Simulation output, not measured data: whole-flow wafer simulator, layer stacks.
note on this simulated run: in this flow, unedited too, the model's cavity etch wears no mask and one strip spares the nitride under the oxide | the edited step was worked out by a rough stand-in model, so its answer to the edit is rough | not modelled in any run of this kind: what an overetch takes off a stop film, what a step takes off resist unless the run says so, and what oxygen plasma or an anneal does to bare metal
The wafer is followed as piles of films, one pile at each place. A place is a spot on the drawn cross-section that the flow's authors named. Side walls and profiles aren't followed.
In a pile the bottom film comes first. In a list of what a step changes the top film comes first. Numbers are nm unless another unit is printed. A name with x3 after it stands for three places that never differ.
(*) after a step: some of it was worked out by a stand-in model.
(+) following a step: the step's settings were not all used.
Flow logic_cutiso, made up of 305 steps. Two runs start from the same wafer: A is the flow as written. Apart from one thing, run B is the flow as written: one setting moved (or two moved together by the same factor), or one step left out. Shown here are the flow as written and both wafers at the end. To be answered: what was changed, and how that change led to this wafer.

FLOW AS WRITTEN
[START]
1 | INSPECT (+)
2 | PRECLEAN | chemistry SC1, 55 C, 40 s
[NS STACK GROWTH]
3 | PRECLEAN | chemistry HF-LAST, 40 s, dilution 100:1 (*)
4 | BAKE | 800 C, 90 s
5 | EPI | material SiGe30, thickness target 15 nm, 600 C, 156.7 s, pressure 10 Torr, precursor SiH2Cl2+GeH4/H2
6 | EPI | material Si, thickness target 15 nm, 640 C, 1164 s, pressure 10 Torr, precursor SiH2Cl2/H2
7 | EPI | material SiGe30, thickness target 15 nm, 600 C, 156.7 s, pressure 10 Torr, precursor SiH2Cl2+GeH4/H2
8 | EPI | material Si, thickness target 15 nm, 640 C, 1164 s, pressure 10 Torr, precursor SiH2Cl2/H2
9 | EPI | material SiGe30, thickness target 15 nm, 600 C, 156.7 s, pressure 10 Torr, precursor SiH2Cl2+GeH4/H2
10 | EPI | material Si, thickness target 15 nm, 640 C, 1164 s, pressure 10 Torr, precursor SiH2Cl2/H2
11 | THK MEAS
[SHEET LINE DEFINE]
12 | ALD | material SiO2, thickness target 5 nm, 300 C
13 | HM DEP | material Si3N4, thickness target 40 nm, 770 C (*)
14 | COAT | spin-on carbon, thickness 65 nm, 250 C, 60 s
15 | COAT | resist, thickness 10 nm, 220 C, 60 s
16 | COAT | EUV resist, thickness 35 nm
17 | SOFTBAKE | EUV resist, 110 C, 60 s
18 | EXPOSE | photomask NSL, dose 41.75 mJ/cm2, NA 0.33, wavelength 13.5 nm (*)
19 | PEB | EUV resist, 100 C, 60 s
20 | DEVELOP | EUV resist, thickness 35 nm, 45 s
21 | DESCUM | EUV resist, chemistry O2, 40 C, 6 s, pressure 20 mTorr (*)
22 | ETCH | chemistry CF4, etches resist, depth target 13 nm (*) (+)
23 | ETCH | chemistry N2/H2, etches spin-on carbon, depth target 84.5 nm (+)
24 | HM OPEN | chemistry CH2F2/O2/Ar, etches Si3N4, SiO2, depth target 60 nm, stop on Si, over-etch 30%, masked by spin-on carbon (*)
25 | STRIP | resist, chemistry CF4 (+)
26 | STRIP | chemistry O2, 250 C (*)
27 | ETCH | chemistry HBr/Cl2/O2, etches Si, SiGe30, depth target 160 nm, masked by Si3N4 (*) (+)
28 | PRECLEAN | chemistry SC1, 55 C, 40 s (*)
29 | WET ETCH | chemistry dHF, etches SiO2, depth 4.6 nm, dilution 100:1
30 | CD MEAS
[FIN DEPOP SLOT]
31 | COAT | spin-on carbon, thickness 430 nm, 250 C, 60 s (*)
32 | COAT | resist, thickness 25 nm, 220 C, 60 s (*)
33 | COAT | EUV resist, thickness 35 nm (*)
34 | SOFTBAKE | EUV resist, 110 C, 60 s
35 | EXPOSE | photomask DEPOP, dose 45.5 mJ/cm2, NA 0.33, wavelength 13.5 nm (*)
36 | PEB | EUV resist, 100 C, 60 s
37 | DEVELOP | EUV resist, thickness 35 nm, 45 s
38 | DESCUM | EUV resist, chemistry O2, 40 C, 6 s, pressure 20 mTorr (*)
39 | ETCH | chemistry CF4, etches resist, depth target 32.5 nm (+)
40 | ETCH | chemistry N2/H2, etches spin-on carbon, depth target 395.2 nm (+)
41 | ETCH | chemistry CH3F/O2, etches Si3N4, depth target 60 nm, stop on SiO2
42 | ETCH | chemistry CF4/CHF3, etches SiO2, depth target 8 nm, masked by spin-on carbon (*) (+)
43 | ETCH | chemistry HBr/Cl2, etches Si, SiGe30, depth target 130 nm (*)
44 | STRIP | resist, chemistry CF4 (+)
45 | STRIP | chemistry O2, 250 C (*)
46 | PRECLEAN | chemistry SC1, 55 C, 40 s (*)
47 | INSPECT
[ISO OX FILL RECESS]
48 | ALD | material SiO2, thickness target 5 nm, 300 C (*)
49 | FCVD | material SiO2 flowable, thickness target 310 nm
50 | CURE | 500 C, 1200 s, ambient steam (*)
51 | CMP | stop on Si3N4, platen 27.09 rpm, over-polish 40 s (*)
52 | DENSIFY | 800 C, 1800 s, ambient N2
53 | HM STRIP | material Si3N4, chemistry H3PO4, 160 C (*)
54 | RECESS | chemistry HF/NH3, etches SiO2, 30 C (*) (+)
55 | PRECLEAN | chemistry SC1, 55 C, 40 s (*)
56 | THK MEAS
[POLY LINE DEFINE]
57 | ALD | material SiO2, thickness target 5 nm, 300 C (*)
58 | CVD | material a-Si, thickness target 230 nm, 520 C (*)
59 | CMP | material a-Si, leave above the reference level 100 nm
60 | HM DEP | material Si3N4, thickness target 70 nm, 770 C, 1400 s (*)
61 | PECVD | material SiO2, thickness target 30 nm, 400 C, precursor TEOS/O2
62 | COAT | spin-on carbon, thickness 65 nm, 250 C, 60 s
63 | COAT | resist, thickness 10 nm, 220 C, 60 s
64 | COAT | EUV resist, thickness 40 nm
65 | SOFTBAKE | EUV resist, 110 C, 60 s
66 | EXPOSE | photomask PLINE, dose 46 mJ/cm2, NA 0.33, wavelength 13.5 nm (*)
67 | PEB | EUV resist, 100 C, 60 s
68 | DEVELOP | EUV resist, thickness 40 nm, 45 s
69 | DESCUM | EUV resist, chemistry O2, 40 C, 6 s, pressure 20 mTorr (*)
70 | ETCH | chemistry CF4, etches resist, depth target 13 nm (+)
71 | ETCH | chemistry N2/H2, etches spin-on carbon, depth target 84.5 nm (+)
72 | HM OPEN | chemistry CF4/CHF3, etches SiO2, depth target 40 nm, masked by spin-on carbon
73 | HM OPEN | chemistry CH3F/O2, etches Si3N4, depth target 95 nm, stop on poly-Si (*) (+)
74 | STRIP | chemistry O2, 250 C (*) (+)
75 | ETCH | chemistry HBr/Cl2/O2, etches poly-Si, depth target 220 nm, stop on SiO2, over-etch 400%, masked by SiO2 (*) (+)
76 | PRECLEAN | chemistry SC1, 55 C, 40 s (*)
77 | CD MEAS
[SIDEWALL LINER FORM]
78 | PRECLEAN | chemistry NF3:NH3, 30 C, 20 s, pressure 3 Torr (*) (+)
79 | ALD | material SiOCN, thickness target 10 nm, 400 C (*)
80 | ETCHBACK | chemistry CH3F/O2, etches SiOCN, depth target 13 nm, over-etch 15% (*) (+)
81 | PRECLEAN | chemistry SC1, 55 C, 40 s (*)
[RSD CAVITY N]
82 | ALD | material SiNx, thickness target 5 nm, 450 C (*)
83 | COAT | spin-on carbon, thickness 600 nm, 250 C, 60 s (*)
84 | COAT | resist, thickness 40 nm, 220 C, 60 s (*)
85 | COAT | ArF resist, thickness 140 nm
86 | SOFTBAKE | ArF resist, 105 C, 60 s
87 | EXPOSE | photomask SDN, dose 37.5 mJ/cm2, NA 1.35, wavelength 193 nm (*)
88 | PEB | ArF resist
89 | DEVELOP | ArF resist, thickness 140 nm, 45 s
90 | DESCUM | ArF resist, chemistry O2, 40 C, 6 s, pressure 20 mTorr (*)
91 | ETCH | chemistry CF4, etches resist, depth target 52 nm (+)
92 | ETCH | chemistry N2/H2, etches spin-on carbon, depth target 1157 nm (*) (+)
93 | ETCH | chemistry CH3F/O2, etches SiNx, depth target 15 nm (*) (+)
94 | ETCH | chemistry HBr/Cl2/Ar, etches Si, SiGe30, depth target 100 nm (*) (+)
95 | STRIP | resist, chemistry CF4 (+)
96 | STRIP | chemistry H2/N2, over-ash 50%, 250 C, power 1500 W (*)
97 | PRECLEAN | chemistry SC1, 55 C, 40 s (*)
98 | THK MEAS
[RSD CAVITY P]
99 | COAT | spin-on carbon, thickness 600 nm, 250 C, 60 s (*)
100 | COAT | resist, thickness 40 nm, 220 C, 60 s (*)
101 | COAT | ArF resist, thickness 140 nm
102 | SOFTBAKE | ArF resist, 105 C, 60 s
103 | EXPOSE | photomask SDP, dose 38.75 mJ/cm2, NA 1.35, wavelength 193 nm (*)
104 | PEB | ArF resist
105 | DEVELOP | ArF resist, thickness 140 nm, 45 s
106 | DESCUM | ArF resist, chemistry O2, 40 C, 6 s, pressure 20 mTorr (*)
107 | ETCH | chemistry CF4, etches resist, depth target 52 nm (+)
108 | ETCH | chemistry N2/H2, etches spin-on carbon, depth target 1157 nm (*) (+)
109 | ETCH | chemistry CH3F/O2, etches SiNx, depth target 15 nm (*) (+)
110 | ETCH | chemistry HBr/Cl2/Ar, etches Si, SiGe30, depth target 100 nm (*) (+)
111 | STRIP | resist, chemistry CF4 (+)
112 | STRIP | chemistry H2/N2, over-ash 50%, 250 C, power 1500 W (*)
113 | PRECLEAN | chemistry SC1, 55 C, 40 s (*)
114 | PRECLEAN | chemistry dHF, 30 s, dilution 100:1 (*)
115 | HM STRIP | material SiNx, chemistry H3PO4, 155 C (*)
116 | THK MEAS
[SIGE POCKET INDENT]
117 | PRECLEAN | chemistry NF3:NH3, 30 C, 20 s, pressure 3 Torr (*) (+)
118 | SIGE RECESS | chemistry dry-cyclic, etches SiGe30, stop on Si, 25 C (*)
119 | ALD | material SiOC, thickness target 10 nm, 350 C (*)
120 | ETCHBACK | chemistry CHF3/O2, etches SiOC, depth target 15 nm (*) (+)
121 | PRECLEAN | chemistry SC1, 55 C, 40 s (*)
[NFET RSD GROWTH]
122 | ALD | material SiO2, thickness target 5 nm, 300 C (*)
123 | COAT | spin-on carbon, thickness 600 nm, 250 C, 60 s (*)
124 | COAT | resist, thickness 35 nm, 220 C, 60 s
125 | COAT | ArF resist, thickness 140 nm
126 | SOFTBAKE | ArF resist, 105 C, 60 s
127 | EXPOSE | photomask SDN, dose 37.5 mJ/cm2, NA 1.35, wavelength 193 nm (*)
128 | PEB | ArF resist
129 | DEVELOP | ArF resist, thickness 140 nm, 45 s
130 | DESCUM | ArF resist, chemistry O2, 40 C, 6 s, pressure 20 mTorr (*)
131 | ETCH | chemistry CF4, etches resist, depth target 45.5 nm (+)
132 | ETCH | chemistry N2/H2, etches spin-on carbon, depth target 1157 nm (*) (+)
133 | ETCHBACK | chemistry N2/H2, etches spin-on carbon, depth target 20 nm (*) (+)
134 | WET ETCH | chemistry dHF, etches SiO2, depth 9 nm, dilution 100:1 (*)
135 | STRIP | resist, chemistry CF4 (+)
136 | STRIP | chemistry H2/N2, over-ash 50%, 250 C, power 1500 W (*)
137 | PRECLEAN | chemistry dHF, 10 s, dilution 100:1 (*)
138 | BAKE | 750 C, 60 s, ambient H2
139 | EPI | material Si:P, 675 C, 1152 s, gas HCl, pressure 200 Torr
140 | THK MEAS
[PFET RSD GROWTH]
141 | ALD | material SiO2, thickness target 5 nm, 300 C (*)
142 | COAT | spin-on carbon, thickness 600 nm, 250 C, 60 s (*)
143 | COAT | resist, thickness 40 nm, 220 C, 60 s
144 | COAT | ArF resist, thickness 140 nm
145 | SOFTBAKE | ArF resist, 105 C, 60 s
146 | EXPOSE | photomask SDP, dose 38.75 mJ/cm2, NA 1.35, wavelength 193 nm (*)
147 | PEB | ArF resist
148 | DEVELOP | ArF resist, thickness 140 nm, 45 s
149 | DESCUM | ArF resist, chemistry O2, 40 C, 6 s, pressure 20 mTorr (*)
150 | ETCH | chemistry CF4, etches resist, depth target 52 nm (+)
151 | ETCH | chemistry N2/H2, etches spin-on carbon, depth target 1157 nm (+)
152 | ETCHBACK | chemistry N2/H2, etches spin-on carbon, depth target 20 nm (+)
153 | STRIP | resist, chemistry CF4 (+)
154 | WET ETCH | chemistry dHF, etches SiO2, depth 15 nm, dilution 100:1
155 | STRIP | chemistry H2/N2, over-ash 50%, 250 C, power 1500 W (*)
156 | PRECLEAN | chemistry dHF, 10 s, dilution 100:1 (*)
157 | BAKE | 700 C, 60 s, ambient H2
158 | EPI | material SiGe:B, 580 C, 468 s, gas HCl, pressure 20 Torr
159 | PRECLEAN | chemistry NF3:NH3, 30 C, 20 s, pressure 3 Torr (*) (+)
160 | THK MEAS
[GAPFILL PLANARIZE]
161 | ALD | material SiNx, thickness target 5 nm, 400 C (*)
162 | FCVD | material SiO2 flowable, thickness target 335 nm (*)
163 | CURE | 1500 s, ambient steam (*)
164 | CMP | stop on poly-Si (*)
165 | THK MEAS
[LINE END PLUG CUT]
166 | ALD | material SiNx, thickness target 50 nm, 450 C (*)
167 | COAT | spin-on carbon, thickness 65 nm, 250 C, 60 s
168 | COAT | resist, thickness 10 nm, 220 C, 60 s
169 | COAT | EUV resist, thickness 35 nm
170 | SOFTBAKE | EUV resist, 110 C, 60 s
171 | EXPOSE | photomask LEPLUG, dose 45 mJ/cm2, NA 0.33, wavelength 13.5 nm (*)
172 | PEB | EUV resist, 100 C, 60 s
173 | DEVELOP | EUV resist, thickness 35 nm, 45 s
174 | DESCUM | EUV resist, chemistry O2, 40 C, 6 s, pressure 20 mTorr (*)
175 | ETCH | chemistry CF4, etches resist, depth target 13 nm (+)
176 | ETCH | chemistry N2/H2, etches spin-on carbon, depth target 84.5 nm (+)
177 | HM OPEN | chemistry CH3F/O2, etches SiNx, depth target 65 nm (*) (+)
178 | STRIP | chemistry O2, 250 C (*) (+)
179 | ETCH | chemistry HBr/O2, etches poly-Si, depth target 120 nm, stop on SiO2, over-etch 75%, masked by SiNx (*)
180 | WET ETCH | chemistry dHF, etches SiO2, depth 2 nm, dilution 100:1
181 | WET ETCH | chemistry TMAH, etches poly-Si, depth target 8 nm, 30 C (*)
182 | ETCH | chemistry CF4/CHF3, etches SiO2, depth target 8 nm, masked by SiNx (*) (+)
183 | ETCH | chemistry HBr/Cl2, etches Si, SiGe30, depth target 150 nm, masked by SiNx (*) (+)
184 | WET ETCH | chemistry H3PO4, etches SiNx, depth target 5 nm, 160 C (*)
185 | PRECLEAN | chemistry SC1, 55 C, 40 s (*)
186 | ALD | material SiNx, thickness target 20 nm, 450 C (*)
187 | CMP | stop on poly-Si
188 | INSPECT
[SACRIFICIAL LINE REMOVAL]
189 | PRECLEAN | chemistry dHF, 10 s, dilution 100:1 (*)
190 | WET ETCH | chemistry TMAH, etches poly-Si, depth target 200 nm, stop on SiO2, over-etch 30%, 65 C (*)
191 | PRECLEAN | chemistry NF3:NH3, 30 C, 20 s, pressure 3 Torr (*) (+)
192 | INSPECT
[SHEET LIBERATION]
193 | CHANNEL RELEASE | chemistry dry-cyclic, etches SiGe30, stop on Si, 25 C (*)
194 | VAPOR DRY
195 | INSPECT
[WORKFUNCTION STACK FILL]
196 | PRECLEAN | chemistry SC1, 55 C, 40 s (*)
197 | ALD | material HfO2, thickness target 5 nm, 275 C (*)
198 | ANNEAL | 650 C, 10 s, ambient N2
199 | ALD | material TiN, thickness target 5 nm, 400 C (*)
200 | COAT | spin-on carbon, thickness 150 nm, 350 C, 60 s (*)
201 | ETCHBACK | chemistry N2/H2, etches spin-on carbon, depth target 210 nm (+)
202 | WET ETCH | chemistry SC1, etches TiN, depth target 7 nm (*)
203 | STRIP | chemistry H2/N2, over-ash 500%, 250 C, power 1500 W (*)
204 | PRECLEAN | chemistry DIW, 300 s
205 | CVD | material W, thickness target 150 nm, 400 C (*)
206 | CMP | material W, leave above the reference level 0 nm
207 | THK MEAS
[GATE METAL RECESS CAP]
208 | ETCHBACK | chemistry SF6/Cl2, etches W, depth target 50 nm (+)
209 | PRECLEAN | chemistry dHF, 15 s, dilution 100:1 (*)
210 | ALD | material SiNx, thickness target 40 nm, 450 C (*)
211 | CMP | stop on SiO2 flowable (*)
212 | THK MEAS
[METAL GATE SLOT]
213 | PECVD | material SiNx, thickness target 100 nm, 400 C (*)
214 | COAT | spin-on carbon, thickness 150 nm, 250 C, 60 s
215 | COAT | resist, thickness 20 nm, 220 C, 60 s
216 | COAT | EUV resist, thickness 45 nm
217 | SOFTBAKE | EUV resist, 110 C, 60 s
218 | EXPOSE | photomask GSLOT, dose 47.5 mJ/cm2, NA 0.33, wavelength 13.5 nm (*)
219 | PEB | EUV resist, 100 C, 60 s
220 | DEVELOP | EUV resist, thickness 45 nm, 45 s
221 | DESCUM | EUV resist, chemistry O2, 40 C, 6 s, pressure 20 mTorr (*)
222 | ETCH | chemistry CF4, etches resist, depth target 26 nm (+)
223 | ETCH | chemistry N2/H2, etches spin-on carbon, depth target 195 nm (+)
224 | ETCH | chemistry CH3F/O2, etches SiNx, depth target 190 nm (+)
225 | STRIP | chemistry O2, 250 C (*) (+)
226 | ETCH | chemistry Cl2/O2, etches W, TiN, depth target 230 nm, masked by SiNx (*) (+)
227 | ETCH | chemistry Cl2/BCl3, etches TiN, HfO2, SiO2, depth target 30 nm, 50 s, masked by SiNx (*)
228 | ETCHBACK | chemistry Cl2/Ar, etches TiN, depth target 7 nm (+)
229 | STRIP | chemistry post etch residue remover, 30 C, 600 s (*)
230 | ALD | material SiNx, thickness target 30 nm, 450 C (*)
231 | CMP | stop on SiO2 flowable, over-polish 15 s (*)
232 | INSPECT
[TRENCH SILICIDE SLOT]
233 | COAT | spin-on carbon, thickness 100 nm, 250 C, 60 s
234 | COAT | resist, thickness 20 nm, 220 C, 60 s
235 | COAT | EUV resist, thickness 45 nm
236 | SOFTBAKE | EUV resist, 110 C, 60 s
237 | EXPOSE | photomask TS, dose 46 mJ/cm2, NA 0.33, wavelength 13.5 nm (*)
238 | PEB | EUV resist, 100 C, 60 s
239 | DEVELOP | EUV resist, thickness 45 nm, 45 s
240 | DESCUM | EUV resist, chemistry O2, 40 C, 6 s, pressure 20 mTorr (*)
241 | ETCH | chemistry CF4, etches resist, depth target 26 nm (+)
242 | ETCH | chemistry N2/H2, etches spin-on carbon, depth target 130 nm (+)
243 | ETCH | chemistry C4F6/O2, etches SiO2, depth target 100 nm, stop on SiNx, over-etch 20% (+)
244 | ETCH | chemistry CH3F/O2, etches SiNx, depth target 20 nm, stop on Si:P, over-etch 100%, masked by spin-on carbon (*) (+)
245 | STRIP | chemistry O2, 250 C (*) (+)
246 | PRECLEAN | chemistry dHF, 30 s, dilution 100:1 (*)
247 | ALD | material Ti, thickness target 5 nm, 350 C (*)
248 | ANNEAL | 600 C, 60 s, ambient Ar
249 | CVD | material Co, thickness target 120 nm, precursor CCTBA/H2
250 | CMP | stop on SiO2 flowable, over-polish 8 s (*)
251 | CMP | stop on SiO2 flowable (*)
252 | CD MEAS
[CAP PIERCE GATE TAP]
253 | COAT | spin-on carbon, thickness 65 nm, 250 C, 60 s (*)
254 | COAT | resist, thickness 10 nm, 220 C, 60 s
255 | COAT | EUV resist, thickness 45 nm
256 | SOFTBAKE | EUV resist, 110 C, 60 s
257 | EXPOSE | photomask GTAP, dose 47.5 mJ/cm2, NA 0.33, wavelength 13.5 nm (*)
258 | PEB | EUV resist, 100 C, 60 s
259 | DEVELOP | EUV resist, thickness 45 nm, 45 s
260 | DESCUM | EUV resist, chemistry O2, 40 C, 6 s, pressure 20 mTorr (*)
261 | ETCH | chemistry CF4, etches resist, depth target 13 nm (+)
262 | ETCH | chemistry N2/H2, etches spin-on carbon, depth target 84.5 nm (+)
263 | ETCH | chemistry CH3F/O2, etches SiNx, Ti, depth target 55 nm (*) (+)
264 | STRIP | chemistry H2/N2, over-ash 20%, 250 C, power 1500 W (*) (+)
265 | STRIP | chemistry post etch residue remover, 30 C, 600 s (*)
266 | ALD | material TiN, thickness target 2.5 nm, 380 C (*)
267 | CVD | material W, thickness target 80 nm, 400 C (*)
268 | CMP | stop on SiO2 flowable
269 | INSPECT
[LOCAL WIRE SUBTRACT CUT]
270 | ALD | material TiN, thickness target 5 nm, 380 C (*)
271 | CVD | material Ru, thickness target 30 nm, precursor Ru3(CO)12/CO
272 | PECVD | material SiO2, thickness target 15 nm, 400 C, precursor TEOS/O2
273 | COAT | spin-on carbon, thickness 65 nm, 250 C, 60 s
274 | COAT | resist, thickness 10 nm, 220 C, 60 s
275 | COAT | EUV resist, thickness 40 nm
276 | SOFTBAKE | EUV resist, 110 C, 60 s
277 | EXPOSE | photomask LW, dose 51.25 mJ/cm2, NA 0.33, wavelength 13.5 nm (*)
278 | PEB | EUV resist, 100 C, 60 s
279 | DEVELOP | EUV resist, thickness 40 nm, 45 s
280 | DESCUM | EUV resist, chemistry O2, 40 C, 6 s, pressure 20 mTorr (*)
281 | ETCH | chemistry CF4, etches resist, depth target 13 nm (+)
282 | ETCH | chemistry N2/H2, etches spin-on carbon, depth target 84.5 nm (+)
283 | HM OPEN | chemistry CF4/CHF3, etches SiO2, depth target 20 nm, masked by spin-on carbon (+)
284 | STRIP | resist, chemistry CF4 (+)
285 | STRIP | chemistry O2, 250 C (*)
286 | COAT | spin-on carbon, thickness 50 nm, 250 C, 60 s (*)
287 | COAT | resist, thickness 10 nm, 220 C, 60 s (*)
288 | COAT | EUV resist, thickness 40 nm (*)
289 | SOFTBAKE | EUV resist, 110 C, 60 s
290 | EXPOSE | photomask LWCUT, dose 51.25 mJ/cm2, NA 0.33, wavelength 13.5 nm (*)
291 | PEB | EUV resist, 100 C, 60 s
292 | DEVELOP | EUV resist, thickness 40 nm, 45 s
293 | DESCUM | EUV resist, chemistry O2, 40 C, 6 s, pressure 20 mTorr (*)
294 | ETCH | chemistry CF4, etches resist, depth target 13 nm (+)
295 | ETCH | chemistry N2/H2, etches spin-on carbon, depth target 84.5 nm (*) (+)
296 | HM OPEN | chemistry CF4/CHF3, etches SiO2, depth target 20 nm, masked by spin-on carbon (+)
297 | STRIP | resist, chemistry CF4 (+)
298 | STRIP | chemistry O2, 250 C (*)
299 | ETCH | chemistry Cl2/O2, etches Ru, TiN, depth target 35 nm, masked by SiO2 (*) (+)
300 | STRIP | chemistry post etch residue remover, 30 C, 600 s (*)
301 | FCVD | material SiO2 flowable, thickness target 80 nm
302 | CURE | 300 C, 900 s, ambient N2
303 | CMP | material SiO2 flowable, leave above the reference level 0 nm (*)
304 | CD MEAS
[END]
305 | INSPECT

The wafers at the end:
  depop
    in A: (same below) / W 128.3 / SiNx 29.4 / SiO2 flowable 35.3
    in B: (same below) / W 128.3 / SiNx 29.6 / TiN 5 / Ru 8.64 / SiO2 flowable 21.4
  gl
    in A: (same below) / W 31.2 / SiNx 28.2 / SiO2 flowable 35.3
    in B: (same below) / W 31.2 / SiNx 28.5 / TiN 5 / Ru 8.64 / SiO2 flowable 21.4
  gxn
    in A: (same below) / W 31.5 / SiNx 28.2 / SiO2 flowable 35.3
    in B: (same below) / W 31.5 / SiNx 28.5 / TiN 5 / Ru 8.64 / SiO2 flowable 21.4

What caused this: step 299, ETCH: depth target 21 nm was run, while the flow as written has depth target 35 nm.

The path from the change to this, step by step:
  299 | ETCH | chemistry Cl2/O2, etches Ru, TiN, depth target 35 nm, masked by SiO2 (*) (+)
      depop, dpovl, gfld and 15 more: A -29.6 Ru (all of it), -5 TiN (all of it) | B -21 Ru
  301 | FCVD | material SiO2 flowable, thickness target 80 nm
      iso, rsdx: A +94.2 SiO2 flowable | B +90.4 SiO2 flowable (new film)
      gfld, gl, glp, gxf, gxn, gxp, plug: A +94.4 SiO2 flowable (new film) | B +90.4 SiO2 flowable (new film)
      (also at 8 further places)
  303 | CMP | material SiO2 flowable, leave above the reference level 0 nm (*)
      gfld, gl, glp and 10 more: A -59.2 SiO2 flowable | B -69 SiO2 flowable
      depop, dpovl, isow, ns, nsgap: A -44.7 SiO2 flowable | B -58.6 SiO2 flowable
      (also at 4 further places)
Taking metal films that touch as one body, depop has 2 bodies (between them, from the top down: SiNx 29.6); the flow as written gives 1 body.
Taking metal films that touch as one body, gl has 5 bodies (between them, from the top down: SiNx 28.5; HfO2 5 / chemical SiO2 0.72 / Si 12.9 / chemical SiO2 0.8 / HfO2 5; HfO2 5 / chemical SiO2 0.8 / Si 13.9 / chemical SiO2 0.8 / HfO2 5; HfO2 5 / chemical SiO2 0.8 / Si 13.9 / chemical SiO2 0.8 / HfO2 5); the flow as written gives 4 bodies (between them, from the top down: HfO2 5 / chemical SiO2 0.72 / Si 12.9 / chemical SiO2 0.8 / HfO2 5; HfO2 5 / chemical SiO2 0.8 / Si 13.9 / chemical SiO2 0.8 / HfO2 5; HfO2 5 / chemical SiO2 0.8 / Si 13.9 / chemical SiO2 0.8 / HfO2 5).
Taking metal films that touch as one body, gxn has 5 bodies (between them, from the top down: SiNx 28.5; HfO2 5 / chemical SiO2 0.72 / Si 12.9 / chemical SiO2 0.8 / HfO2 5; HfO2 5 / chemical SiO2 0.8 / Si 13.9 / chemical SiO2 0.8 / HfO2 5; HfO2 5 / chemical SiO2 0.8 / Si 13.9 / chemical SiO2 0.8 / HfO2 5); the flow as written gives 4 bodies (between them, from the top down: HfO2 5 / chemical SiO2 0.72 / Si 12.9 / chemical SiO2 0.8 / HfO2 5; HfO2 5 / chemical SiO2 0.8 / Si 13.9 / chemical SiO2 0.8 / HfO2 5; HfO2 5 / chemical SiO2 0.8 / Si 13.9 / chemical SiO2 0.8 / HfO2 5).
